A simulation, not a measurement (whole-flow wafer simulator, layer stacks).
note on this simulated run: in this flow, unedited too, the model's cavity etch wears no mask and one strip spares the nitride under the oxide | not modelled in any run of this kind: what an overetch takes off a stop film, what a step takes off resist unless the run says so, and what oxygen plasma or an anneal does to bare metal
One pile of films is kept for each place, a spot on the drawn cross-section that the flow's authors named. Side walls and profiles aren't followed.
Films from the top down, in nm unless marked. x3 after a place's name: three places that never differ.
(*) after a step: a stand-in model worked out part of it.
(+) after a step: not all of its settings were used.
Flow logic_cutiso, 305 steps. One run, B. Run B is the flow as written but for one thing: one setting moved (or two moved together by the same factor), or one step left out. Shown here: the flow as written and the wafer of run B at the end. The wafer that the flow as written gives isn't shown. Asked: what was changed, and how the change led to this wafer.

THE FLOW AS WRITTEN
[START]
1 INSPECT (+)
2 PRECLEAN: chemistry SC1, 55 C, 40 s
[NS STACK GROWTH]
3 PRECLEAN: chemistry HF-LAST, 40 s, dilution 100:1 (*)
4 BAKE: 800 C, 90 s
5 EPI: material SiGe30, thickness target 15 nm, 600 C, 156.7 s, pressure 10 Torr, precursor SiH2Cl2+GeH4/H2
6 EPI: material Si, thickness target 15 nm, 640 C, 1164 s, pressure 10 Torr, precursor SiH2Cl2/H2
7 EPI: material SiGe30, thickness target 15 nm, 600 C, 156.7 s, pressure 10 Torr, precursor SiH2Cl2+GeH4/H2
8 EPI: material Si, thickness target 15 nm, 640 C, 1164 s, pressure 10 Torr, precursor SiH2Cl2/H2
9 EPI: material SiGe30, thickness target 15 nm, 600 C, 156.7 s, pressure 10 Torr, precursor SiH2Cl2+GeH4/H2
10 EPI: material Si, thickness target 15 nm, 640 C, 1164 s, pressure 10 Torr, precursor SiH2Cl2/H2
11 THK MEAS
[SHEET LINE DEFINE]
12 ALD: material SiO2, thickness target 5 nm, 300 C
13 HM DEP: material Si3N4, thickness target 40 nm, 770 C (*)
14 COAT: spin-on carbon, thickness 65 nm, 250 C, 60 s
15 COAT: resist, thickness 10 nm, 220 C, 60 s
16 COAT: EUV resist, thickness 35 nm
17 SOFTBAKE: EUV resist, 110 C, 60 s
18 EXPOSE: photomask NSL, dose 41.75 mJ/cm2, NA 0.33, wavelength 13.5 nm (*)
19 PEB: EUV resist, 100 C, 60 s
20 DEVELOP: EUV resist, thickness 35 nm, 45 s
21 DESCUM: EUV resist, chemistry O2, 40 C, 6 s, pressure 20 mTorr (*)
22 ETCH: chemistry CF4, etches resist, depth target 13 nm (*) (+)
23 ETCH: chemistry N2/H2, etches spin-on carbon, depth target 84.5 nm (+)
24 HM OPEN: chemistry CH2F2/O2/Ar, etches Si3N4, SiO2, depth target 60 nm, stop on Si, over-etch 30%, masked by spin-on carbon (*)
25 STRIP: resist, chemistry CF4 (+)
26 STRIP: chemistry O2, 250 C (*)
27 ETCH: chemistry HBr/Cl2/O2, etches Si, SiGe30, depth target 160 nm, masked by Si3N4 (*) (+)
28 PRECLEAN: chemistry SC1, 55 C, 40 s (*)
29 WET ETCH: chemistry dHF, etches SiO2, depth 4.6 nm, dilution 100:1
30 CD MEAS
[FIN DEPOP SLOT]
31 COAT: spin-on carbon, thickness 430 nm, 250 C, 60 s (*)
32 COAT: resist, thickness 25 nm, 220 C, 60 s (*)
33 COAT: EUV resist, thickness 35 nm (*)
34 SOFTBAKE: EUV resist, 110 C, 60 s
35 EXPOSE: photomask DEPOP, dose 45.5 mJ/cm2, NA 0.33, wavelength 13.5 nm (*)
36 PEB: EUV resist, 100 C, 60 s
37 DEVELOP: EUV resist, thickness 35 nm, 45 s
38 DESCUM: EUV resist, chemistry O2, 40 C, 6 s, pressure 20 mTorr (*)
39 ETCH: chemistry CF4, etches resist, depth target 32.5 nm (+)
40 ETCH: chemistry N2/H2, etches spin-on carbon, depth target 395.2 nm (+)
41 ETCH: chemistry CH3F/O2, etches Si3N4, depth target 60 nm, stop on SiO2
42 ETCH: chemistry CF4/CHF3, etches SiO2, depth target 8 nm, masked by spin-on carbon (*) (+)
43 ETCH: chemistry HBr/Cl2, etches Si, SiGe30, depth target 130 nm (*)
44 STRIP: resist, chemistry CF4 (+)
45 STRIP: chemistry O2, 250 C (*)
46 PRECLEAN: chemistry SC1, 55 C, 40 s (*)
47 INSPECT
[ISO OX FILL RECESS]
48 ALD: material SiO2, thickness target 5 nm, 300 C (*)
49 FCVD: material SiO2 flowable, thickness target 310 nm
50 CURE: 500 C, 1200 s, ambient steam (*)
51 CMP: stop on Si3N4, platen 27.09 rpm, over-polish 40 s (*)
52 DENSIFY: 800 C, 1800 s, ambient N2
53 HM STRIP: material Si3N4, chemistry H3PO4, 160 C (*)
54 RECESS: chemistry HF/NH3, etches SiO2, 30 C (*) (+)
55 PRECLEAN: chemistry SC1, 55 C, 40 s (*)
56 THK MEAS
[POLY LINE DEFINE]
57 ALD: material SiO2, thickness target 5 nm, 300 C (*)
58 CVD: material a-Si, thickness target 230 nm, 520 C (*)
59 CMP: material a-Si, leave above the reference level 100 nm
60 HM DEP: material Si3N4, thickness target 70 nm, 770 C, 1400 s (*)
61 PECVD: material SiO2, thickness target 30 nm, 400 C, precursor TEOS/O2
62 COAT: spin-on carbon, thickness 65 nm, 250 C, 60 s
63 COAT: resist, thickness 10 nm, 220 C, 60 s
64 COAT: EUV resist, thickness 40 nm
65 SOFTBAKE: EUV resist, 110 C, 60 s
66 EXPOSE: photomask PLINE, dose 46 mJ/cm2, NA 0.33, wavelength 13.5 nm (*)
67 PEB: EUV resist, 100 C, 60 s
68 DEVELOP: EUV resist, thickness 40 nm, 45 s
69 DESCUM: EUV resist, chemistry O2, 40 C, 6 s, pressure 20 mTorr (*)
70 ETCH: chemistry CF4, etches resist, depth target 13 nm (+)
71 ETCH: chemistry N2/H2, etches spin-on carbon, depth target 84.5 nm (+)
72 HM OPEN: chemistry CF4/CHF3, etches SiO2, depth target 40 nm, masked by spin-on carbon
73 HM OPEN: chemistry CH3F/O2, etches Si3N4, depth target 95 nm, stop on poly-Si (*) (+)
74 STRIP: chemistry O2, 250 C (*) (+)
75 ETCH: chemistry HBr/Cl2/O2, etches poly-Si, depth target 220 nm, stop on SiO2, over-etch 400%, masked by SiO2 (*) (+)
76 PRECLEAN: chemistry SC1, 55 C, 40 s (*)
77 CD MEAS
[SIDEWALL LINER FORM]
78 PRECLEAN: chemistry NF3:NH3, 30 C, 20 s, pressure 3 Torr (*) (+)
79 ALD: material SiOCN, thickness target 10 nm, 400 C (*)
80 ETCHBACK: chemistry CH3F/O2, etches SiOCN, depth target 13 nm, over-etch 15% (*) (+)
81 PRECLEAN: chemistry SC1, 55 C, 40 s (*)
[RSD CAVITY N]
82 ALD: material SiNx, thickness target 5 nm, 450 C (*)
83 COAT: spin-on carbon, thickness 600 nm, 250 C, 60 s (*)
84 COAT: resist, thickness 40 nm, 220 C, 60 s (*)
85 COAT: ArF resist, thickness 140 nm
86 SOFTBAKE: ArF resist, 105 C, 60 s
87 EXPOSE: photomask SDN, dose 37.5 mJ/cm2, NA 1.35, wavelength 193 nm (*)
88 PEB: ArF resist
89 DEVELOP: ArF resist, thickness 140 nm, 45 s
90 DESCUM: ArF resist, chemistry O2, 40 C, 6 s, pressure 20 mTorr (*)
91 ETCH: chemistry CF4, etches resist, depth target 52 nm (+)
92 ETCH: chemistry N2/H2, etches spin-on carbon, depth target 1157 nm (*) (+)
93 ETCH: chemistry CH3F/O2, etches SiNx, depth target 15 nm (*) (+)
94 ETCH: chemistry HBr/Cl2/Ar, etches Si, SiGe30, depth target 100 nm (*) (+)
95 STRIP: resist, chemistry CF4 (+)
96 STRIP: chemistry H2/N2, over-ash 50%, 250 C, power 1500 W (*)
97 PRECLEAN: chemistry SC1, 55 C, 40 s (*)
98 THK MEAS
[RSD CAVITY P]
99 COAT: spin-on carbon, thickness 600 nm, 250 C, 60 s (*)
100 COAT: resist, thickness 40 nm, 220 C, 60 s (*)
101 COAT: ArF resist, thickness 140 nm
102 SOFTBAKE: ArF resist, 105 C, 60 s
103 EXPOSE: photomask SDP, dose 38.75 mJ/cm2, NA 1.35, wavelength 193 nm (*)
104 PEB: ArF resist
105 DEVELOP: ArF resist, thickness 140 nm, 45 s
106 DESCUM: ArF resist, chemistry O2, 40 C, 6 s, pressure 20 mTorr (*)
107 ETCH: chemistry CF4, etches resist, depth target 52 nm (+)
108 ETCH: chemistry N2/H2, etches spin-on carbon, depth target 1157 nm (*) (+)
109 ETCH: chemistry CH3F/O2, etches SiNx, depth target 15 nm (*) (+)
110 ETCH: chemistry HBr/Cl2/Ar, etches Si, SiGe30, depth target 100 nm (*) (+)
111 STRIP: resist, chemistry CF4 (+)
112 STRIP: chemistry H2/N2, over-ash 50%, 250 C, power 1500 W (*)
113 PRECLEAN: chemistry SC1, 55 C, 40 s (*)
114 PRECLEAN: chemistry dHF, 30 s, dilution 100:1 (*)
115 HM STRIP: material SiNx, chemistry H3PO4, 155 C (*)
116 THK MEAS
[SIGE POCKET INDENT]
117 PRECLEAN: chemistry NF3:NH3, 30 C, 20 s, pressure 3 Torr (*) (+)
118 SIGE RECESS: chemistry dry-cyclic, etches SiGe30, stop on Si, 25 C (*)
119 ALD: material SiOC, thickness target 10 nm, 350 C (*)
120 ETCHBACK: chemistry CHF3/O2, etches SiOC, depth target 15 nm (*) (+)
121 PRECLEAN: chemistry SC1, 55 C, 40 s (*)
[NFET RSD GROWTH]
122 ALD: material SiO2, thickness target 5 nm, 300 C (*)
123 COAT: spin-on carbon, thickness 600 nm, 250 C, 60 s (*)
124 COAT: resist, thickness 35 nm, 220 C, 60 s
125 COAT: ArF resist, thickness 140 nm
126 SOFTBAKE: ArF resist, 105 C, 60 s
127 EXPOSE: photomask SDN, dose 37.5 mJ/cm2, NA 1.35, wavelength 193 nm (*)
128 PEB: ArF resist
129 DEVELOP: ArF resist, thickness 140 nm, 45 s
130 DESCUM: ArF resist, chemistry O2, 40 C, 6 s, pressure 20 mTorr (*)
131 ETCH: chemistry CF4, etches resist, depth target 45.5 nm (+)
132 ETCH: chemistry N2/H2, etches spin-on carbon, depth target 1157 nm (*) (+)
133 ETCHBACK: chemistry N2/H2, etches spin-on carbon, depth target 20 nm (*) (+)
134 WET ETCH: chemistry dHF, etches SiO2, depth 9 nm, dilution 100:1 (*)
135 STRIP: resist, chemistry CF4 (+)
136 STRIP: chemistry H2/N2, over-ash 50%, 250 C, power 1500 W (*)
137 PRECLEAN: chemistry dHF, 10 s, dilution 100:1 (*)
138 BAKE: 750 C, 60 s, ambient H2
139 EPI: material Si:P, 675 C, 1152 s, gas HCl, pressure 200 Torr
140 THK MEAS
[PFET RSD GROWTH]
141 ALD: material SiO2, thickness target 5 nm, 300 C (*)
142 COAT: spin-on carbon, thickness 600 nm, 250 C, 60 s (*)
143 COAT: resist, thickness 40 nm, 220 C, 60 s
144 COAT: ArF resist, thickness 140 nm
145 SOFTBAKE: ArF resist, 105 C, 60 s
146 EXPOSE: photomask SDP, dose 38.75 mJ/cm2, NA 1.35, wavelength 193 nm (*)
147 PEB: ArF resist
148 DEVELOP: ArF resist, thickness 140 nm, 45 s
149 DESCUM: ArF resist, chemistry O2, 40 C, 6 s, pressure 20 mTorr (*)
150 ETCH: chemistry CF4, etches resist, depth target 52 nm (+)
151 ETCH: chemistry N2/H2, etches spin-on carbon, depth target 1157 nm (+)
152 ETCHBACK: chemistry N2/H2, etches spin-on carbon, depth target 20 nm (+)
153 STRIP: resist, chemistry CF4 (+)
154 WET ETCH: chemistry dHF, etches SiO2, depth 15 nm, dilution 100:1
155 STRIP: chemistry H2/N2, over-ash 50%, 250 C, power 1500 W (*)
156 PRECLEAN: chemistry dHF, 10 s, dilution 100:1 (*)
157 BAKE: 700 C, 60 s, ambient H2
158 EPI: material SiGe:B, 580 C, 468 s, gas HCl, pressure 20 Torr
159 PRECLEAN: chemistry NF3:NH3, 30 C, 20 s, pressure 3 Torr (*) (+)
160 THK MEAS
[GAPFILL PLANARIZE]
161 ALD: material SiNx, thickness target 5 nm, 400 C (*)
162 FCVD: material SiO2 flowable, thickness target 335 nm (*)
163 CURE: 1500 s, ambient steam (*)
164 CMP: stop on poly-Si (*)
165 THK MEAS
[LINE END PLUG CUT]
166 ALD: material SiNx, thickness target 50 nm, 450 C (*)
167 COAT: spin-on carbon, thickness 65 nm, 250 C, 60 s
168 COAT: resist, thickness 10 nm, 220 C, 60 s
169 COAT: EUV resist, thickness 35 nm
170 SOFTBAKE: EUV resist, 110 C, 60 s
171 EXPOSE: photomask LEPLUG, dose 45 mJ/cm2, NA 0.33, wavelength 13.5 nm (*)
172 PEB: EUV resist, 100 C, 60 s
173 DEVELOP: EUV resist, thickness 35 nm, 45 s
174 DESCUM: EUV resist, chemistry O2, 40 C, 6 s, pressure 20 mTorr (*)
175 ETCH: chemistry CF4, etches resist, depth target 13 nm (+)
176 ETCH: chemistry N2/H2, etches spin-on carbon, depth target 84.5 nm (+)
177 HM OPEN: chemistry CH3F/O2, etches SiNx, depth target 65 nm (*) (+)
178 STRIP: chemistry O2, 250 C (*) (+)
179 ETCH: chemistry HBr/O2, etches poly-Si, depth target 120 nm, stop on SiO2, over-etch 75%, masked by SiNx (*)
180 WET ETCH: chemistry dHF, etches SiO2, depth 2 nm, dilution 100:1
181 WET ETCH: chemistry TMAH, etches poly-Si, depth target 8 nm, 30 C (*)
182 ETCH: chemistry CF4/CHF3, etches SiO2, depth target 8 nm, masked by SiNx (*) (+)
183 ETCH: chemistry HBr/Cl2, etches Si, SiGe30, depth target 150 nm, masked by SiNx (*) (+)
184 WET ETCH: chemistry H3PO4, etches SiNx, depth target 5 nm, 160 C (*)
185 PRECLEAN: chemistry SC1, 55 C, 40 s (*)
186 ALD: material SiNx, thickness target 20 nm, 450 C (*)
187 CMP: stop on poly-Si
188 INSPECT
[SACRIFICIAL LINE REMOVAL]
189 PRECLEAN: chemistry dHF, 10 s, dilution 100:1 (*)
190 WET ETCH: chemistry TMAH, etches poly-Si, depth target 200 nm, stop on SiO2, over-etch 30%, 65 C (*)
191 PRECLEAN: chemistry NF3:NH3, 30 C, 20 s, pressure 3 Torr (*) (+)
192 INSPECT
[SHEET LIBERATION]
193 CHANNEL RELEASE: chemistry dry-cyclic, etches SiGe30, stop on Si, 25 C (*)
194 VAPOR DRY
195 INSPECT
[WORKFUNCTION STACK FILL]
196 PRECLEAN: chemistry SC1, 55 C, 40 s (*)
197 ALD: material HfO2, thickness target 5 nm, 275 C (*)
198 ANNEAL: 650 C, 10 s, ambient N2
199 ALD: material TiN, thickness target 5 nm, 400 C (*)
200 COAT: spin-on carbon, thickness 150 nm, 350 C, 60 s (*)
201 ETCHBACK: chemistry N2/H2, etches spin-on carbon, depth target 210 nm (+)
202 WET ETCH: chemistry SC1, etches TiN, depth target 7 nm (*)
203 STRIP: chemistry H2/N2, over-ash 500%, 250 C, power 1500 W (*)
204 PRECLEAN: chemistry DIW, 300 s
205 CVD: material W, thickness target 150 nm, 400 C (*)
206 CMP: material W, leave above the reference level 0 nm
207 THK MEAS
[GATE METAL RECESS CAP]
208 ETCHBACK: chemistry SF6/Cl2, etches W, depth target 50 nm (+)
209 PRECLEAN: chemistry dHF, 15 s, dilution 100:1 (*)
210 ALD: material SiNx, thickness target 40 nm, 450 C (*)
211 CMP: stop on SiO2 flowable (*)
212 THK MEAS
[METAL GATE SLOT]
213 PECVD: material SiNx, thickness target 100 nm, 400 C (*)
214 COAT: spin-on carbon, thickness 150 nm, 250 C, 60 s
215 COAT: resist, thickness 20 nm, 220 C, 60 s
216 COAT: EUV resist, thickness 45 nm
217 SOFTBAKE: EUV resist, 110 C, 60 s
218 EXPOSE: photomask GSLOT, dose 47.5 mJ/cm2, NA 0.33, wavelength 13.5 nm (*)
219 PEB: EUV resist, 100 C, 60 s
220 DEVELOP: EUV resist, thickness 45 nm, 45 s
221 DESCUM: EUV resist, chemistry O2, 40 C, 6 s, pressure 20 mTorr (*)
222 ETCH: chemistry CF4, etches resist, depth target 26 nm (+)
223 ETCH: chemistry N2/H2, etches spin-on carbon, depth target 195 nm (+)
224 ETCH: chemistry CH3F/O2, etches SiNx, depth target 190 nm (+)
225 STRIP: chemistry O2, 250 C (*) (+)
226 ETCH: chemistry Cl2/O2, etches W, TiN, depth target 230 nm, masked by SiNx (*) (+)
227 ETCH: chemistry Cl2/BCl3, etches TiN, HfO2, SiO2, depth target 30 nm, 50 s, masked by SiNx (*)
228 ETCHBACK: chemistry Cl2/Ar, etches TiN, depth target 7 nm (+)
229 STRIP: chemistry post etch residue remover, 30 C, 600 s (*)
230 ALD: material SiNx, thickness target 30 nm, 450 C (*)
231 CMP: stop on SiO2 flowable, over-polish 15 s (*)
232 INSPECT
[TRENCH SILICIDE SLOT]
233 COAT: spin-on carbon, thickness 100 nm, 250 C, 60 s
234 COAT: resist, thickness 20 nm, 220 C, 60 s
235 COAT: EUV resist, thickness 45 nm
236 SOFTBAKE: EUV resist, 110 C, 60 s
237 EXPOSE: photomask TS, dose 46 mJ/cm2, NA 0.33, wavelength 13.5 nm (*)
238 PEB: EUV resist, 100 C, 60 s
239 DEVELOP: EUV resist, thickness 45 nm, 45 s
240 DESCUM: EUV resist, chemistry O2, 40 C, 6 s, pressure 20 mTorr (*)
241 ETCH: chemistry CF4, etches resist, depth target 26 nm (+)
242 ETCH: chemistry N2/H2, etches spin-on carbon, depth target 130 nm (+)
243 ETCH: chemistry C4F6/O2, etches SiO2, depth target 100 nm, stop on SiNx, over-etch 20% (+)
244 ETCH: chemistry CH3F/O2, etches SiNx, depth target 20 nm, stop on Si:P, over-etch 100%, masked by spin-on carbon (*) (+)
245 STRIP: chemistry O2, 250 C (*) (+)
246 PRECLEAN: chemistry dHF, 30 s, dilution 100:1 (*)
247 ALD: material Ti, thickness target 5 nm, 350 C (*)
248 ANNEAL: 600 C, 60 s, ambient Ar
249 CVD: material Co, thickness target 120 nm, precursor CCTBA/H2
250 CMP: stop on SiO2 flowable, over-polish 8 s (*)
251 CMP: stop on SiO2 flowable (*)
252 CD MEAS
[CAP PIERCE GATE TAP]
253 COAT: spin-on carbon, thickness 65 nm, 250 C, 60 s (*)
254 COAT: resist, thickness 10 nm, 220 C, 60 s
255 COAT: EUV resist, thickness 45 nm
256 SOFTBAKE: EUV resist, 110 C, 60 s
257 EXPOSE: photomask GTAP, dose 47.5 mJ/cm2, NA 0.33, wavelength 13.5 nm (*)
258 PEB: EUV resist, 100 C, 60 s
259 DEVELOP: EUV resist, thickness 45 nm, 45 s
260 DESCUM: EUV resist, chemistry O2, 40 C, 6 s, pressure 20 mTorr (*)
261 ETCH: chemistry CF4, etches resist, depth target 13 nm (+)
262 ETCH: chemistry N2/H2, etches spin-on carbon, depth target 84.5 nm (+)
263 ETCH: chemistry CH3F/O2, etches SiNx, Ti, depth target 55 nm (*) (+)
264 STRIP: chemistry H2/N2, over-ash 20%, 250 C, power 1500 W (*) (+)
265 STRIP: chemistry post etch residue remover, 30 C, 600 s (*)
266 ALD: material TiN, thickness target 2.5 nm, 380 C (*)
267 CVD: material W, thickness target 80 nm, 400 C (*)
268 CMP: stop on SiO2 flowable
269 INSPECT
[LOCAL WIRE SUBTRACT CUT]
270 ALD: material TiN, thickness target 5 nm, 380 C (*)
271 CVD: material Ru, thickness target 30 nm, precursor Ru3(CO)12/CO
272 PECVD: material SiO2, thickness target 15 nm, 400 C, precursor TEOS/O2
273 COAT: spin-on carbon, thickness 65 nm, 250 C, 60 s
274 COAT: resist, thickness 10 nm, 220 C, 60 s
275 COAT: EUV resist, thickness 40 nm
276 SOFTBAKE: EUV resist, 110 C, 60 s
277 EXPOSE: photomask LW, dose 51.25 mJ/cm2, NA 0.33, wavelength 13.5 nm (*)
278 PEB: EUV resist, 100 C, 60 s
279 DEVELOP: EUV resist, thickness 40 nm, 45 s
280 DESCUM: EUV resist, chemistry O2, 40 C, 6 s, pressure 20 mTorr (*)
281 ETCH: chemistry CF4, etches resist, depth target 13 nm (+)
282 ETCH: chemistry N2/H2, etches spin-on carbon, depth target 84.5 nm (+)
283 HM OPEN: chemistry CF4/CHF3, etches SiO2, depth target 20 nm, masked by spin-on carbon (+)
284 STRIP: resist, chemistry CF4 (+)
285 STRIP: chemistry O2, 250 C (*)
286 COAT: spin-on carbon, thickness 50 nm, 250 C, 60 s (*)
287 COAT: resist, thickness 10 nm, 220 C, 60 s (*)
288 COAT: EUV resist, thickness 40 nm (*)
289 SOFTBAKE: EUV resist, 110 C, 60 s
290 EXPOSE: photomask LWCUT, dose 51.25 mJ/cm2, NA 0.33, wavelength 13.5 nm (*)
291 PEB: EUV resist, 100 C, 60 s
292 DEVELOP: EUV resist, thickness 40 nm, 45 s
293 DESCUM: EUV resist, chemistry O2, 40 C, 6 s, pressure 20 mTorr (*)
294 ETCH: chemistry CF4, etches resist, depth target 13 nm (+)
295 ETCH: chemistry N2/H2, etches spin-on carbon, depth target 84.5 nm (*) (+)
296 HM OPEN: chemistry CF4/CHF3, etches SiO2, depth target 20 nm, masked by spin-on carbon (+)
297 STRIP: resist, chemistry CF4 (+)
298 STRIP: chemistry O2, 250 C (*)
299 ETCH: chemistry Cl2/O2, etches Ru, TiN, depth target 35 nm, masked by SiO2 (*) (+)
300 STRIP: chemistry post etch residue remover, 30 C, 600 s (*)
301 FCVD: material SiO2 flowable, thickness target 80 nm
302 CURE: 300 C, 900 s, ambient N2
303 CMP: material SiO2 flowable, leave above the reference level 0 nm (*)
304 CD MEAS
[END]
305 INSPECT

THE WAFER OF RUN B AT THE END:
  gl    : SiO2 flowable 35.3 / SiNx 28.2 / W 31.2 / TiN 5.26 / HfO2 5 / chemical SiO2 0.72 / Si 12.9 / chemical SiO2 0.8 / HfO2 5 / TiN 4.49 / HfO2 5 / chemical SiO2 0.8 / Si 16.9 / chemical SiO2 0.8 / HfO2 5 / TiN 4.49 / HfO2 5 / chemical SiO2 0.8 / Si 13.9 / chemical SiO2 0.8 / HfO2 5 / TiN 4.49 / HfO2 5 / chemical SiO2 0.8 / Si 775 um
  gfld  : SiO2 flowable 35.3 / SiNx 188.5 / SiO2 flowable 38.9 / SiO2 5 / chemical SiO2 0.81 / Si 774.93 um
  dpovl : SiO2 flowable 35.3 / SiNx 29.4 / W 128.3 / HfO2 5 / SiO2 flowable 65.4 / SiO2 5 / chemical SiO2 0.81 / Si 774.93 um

The cause: step 8, EPI: 1397 s was run, where the flow has 1164 s.

How the change led to this, step by step:
  8 EPI: material Si, thickness target 15 nm, 640 C, 1164 s, pressure 10 Torr, precursor SiH2Cl2/H2
      depop, dpovl, gfld and 19 more: Si +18 (new film) (as written it would be: Si +15 (new film))
  27 ETCH: chemistry HBr/Cl2/O2, etches Si, SiGe30, depth target 160 nm, masked by Si3N4 (*) (+)
      gfld, gxf, iso, lnri: chemical SiO2 -0.79 (all of it), Si -11.4 (all of it), SiGe30 -15 (all of it), Si -18 (all of it), SiGe30 -15 (all of it), Si -15 (all of it), SiGe30 -15 (all of it), Si -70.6 (as written it would be: chemical SiO2 -0.79 (all of it), Si -11.4 (all of it), SiGe30 -15 (all of it), Si -15 (all of it), SiGe30 -15 (all of it), Si -15 (all of it), SiGe30 -15 (all of it), Si -73.6)
      dpovl, nsgap: chemical SiO2 -0.79 (all of it), Si -11.8 (all of it), SiGe30 -15 (all of it), Si -18 (all of it), SiGe30 -15 (all of it), Si -15 (all of it), SiGe30 -15 (all of it), Si -70.2 (as written it would be: chemical SiO2 -0.79 (all of it), Si -11.8 (all of it), SiGe30 -15 (all of it), Si -15 (all of it), SiGe30 -15 (all of it), Si -15 (all of it), SiGe30 -15 (all of it), Si -73.2)
      (and at 1 more place)
  43 ETCH: chemistry HBr/Cl2, etches Si, SiGe30, depth target 130 nm (*)
      depop: Si -14 (all of it), SiGe30 -15 (all of it), Si -18 (all of it), SiGe30 -15 (all of it), Si -15 (all of it), SiGe30 -15 (all of it), Si -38 (as written it would be: Si -14 (all of it), SiGe30 -15 (all of it), Si -15 (all of it), SiGe30 -15 (all of it), Si -15 (all of it), SiGe30 -15 (all of it), Si -41)
  94 ETCH: chemistry HBr/Cl2/Ar, etches Si, SiGe30, depth target 100 nm (*) (+)
      rsdn, rsdx: chemical SiO2 -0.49 (all of it), Si -12.8 (all of it), SiGe30 -15 (all of it), Si -18 (all of it), SiGe30 -15 (all of it), Si -15 (all of it), SiGe30 -15 (all of it), Si -9.16 (as written it would be: chemical SiO2 -0.49 (all of it), Si -12.8 (all of it), SiGe30 -15 (all of it), Si -15 (all of it), SiGe30 -15 (all of it), Si -15 (all of it), SiGe30 -15 (all of it), Si -12.2)
  110 ETCH: chemistry HBr/Cl2/Ar, etches Si, SiGe30, depth target 100 nm (*) (+)
      rsdp, rsdw: chemical SiO2 -0.49 (all of it), Si -12.8 (all of it), SiGe30 -15 (all of it), Si -18 (all of it), SiGe30 -15 (all of it), Si -15 (all of it), SiGe30 -15 (all of it), Si -9.16 (as written it would be: chemical SiO2 -0.49 (all of it), Si -12.8 (all of it), SiGe30 -15 (all of it), Si -15 (all of it), SiGe30 -15 (all of it), Si -15 (all of it), SiGe30 -15 (all of it), Si -12.2)
  183 ETCH: chemistry HBr/Cl2, etches Si, SiGe30, depth target 150 nm, masked by SiNx (*) (+)
      plug: Si -13.6 (all of it), SiGe30 -15 (all of it), Si -18 (all of it), SiGe30 -15 (all of it), Si -15 (all of it), SiGe30 -15 (all of it), Si -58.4 (as written it would be: Si -13.6 (all of it), SiGe30 -15 (all of it), Si -15 (all of it), SiGe30 -15 (all of it), Si -15 (all of it), SiGe30 -15 (all of it), Si -61.4)
